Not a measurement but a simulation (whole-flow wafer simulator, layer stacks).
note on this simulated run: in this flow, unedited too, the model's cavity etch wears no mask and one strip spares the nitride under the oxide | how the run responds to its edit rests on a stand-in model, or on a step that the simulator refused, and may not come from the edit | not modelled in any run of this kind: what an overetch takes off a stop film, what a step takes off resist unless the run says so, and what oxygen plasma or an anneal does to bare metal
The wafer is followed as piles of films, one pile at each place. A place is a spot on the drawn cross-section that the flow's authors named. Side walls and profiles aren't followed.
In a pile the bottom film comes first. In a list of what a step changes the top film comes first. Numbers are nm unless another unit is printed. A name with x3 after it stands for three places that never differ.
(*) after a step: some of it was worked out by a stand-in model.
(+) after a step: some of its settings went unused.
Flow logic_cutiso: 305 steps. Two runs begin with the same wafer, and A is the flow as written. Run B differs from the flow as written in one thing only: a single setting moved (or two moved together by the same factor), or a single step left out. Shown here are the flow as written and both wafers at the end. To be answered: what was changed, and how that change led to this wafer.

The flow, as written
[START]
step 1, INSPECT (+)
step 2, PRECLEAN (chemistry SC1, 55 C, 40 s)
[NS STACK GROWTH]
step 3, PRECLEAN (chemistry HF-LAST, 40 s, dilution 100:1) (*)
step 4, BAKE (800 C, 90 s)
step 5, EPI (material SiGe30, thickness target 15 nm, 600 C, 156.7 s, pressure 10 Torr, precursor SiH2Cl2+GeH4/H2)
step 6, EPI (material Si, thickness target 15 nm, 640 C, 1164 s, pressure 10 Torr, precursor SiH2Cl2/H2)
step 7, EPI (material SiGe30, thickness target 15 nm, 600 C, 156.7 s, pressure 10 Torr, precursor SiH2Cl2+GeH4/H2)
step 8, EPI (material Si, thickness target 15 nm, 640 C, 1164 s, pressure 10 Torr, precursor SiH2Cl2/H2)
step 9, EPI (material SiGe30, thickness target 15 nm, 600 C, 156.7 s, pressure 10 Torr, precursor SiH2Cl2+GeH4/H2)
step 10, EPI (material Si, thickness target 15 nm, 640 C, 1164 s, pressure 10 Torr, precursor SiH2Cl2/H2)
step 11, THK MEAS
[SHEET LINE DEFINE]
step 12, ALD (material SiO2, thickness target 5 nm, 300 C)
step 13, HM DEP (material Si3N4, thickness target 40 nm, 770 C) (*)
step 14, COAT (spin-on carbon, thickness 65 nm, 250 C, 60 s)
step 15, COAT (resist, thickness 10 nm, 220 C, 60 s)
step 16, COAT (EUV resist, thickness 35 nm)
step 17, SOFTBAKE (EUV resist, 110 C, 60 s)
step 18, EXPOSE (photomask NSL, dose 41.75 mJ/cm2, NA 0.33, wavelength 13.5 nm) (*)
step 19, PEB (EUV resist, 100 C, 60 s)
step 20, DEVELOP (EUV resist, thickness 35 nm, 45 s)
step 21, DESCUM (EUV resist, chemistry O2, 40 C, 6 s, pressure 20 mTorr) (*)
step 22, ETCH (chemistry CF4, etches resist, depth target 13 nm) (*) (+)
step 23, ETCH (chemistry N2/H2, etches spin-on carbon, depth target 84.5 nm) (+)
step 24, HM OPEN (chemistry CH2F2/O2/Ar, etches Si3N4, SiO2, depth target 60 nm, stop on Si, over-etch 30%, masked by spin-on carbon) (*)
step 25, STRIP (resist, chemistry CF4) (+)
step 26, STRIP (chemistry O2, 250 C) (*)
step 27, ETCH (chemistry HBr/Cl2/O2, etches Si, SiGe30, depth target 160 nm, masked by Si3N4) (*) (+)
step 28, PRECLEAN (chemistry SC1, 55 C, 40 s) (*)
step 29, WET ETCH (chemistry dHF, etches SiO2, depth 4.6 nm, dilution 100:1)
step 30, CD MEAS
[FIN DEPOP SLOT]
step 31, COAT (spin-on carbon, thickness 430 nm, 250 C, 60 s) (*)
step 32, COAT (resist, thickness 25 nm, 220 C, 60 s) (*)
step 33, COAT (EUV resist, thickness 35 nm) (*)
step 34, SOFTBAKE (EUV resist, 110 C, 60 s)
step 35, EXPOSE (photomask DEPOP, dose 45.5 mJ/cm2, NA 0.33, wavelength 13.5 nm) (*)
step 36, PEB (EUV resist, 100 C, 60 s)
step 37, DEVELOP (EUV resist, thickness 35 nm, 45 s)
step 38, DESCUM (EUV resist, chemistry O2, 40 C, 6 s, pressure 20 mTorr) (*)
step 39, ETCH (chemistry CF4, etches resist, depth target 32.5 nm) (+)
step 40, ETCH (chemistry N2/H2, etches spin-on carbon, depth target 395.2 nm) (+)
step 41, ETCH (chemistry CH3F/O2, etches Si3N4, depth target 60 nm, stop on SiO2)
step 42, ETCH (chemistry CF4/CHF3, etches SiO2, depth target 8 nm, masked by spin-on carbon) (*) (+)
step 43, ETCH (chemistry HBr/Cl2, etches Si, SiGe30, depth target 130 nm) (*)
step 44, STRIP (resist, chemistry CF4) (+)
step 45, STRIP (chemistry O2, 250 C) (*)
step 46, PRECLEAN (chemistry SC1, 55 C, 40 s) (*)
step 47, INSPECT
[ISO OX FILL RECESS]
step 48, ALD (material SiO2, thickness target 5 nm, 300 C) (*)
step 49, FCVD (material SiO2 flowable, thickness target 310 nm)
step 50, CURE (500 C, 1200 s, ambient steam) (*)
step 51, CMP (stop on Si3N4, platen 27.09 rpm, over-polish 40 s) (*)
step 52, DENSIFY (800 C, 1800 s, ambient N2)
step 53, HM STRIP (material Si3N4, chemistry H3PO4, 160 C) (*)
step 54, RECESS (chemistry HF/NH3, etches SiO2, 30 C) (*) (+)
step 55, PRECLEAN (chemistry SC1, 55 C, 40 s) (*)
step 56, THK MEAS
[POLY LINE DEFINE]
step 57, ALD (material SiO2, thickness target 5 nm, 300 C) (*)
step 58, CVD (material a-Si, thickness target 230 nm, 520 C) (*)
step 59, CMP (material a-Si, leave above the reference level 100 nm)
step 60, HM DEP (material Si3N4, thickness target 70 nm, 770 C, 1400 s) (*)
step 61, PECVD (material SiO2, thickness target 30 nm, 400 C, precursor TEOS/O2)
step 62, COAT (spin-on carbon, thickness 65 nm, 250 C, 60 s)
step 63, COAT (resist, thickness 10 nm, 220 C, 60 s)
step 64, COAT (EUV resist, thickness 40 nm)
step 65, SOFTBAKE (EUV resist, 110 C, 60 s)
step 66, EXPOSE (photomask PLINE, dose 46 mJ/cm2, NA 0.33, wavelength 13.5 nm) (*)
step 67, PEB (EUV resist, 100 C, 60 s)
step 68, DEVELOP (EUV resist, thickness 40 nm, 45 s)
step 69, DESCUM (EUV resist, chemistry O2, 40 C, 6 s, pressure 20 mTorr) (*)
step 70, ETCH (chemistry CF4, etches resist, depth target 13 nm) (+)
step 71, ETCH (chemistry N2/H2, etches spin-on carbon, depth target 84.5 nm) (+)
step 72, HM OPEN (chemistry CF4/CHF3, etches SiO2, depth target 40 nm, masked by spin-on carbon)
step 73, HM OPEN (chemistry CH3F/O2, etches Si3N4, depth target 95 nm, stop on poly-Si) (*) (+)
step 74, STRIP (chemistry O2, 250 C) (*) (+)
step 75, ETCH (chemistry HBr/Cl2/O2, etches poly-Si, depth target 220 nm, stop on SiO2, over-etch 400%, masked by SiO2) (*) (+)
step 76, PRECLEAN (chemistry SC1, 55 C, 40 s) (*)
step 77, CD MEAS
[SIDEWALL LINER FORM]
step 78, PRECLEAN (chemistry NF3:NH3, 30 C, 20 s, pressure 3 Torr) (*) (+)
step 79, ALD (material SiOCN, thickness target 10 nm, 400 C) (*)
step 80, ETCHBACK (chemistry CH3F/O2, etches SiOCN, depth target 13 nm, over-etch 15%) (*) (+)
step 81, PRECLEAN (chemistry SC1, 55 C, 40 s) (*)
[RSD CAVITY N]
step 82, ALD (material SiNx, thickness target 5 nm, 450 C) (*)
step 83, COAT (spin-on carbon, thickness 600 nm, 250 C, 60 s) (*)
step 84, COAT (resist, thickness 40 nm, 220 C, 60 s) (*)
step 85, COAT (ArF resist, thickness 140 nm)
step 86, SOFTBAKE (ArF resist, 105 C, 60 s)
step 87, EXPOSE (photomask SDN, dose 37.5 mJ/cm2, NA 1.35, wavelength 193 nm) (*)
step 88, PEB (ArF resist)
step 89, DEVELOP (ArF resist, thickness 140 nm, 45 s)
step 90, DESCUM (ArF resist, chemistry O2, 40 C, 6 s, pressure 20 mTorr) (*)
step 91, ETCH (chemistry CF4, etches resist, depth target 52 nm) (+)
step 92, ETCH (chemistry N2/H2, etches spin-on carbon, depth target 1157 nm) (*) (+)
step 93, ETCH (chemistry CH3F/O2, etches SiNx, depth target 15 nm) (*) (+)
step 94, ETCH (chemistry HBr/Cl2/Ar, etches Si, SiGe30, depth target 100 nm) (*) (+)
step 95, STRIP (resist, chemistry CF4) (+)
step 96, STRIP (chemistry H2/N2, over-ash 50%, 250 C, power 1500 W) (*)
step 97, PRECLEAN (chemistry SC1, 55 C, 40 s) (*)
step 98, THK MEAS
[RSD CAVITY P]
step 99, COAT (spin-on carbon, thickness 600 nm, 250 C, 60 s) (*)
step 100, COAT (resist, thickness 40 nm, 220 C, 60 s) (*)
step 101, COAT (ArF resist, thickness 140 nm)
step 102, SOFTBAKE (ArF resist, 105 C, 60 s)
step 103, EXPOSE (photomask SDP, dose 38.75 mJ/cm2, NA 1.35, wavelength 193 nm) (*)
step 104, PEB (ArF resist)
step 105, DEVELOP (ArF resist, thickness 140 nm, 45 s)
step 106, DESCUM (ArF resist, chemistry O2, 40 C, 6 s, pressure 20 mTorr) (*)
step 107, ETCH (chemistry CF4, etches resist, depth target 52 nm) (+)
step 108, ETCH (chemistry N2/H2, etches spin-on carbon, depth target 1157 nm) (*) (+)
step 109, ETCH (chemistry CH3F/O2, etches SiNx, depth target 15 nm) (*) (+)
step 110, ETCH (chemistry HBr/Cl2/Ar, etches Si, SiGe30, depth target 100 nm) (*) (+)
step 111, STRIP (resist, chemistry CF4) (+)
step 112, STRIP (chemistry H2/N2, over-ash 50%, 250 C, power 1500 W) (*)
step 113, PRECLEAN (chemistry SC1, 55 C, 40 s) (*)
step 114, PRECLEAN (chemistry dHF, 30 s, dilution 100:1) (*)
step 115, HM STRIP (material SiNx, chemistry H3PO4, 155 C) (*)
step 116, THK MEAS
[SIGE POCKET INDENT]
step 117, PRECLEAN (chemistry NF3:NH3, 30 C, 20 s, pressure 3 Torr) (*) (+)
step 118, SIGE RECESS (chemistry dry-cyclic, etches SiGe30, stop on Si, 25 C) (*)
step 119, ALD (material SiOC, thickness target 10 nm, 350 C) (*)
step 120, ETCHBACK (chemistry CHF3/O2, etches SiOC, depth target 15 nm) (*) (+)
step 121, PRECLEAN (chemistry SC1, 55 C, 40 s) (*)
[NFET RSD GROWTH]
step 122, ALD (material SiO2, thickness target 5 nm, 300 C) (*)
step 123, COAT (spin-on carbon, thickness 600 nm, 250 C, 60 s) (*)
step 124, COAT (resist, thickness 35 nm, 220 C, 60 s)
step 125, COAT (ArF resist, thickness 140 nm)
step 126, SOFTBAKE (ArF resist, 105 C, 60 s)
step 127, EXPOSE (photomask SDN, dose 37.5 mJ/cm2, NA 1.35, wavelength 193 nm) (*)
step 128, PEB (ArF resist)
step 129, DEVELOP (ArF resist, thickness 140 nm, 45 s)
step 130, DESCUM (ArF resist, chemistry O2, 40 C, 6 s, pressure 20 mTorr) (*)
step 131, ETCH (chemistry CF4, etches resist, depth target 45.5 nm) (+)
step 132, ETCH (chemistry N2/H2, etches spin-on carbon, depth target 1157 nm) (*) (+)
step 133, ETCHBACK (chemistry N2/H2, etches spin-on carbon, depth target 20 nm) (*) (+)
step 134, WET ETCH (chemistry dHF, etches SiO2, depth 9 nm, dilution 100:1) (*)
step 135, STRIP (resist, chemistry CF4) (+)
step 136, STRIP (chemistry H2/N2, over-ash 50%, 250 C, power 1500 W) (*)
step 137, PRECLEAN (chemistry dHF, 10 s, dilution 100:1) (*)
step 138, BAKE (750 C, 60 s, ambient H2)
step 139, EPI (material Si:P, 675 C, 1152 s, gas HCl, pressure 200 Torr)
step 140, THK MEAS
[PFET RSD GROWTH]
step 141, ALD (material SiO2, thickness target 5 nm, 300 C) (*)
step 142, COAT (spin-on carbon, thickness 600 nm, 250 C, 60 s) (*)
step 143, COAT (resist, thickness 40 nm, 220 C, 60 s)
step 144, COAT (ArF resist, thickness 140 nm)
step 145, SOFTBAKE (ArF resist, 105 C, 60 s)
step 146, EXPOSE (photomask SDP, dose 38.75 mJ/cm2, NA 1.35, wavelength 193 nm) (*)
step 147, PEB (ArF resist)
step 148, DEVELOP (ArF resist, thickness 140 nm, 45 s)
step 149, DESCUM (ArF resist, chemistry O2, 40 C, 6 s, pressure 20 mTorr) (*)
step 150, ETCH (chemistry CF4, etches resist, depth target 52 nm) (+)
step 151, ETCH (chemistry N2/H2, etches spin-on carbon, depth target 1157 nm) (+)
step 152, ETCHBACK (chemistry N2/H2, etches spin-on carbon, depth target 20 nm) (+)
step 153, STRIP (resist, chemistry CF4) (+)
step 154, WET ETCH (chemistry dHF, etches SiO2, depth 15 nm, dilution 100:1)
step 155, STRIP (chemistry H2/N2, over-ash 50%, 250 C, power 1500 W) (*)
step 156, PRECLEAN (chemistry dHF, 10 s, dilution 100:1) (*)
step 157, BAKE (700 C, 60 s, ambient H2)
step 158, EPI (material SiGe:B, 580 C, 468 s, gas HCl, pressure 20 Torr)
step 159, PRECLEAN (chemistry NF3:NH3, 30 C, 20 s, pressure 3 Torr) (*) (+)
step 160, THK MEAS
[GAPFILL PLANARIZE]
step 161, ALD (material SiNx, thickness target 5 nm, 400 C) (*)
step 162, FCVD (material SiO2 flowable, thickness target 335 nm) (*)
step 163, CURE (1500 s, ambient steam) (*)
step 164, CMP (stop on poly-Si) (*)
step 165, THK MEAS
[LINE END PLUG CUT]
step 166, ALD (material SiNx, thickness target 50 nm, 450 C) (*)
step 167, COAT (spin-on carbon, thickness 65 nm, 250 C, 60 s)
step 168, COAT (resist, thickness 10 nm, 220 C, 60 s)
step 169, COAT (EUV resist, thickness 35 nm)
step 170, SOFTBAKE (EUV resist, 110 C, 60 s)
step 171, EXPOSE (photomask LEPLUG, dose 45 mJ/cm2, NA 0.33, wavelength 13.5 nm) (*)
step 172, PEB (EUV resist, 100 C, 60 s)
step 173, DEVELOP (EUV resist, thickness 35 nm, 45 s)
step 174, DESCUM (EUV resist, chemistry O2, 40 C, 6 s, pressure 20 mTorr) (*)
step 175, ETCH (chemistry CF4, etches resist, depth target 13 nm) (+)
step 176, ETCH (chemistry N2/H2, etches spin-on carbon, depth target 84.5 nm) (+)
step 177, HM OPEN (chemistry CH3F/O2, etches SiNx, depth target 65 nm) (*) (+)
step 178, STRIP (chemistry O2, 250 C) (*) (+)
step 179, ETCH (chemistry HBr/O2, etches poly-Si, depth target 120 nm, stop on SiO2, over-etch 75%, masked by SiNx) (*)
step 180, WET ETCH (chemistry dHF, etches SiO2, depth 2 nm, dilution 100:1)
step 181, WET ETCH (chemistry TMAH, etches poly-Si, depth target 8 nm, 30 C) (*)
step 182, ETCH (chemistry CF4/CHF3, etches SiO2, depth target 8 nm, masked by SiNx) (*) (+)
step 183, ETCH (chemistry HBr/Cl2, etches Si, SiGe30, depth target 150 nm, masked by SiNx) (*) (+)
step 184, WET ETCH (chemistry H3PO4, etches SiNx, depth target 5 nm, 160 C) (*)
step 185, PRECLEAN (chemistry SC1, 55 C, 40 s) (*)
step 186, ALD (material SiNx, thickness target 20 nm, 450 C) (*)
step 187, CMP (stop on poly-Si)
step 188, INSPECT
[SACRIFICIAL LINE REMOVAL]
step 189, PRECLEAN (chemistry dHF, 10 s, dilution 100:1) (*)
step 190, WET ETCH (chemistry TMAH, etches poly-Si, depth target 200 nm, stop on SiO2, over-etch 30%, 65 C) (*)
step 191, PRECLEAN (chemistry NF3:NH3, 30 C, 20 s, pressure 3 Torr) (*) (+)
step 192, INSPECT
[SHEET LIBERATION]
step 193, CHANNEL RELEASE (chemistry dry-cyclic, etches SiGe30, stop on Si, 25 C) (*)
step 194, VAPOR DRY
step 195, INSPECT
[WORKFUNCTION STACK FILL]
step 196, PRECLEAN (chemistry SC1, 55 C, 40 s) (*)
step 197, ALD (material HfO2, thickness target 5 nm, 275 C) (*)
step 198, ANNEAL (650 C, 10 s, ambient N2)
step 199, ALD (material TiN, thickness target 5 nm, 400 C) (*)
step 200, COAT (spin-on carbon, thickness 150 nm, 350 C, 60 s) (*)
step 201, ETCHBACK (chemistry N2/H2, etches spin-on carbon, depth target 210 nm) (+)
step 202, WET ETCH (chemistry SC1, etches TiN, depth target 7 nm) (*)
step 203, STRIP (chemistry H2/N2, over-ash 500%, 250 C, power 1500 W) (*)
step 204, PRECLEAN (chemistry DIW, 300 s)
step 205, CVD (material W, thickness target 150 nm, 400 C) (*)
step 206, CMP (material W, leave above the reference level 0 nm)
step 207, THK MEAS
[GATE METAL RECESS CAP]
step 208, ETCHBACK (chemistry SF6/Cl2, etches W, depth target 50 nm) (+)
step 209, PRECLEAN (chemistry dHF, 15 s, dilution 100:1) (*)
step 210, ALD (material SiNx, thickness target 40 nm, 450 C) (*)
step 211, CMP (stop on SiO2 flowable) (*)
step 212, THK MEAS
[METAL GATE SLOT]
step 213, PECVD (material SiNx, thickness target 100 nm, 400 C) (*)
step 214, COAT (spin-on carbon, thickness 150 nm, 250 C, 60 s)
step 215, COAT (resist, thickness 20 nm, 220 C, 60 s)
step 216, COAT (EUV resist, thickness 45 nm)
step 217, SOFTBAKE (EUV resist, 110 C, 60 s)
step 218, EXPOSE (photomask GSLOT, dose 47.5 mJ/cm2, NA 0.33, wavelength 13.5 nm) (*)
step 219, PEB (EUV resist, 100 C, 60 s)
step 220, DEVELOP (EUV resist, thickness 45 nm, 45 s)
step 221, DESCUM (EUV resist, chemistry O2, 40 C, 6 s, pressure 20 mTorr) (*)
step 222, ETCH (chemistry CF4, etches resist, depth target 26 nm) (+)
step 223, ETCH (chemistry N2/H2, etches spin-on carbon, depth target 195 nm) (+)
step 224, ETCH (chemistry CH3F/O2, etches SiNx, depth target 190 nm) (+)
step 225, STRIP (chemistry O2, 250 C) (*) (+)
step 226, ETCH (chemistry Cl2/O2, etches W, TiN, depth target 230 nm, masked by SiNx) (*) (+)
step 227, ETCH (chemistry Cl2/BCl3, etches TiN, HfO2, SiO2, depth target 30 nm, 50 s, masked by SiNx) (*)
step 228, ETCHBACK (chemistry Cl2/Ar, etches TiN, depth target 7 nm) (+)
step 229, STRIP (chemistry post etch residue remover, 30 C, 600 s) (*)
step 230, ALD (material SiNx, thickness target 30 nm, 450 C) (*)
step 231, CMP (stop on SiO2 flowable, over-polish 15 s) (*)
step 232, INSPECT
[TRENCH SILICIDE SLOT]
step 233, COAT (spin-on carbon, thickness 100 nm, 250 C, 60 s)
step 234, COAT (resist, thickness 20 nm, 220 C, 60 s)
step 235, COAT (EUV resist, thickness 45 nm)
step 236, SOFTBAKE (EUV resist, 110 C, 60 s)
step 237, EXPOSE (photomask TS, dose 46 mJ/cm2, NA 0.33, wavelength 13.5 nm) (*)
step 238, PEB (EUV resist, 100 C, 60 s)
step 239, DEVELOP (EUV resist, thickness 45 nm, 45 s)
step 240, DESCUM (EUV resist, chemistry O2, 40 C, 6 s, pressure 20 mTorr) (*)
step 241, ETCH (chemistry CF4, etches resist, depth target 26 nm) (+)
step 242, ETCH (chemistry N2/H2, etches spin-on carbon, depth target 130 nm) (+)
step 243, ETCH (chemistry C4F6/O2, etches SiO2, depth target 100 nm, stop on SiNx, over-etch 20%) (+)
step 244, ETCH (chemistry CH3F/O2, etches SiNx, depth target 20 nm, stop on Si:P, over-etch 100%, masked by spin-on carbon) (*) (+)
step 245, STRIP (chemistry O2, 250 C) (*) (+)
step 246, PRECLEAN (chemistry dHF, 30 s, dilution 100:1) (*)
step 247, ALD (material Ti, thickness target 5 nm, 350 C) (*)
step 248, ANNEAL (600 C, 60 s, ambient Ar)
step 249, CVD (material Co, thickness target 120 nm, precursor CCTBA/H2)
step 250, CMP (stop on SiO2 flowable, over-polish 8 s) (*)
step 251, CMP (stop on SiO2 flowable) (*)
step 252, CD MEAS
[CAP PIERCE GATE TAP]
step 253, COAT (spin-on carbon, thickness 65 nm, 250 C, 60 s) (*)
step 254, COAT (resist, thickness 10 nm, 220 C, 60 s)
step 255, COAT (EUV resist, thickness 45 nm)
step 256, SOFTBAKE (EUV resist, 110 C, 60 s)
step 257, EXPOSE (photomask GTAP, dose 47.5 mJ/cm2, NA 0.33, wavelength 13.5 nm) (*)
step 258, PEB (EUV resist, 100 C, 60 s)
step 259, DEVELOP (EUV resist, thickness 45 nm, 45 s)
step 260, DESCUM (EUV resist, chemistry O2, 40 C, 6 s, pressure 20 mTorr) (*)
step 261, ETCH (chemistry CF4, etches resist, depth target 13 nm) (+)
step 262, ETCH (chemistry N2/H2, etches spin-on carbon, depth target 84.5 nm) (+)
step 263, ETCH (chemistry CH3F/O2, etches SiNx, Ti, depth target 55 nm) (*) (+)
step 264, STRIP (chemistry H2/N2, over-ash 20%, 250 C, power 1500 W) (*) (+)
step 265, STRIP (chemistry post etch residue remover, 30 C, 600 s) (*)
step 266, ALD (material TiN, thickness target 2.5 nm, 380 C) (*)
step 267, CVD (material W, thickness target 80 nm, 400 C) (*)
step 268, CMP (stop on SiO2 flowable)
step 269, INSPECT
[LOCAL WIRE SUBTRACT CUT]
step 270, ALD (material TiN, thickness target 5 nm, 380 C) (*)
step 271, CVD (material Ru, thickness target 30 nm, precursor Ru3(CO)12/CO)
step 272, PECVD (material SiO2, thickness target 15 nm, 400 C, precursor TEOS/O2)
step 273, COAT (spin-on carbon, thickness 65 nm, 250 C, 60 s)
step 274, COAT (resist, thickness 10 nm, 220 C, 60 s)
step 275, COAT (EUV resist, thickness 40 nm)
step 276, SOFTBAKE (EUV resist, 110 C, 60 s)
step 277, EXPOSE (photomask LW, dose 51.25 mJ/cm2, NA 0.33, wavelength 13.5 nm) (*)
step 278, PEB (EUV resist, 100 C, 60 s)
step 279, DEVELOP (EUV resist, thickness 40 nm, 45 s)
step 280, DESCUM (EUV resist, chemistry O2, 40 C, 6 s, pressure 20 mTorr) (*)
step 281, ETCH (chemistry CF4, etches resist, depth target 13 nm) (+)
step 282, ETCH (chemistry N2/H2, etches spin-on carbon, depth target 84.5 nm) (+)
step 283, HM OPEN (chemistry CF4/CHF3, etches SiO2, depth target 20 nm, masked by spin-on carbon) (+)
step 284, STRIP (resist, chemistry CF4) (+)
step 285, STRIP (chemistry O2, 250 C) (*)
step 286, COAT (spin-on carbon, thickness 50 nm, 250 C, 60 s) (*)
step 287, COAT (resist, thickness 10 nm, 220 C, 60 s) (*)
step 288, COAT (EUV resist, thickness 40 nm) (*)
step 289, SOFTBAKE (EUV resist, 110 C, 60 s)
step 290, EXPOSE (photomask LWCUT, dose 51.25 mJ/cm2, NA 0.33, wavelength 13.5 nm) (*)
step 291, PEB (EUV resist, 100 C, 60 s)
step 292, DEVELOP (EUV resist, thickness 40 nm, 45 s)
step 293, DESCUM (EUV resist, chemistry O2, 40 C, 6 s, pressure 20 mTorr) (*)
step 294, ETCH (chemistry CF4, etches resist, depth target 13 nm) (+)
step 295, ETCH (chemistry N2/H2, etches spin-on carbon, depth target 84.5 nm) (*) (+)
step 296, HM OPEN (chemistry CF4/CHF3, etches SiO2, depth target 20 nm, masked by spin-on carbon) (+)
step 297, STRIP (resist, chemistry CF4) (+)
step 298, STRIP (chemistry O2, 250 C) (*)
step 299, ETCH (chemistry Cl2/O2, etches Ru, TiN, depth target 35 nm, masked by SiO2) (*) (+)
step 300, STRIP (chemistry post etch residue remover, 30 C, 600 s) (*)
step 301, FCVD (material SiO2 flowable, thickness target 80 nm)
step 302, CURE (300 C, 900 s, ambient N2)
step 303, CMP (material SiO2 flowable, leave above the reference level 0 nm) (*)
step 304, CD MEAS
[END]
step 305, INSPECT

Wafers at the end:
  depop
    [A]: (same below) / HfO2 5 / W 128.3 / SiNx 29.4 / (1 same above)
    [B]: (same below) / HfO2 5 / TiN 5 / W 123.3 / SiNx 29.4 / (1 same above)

Cause: step 201, ETCHBACK: depth target 168 nm was run, though the flow has depth target 210 nm.

Step by step, how the change led to this:
  step 201, ETCHBACK (chemistry N2/H2, etches spin-on carbon, depth target 210 nm) (+)
      depop: A spin-on carbon loses 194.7 (all of it) | B spin-on carbon loses 168
      dpovl: A spin-on carbon loses 194.8 (all of it) | B spin-on carbon loses 168
      (as well as at 9 more places)
  step 202, WET ETCH (chemistry SC1, etches TiN, depth target 7 nm) (*)
      depop, dpovl, isow, nsgap: A TiN loses 5 (all of it) | B spin-on carbon loses 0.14
  step 203, STRIP (chemistry H2/N2, over-ash 500%, 250 C, power 1500 W) (*)
      depop, dpovl: A nothing | B spin-on carbon loses 26.6 (all of it)
      isow: A nothing | B spin-on carbon loses 27.3 (all of it)
      (as well as at 8 more places)
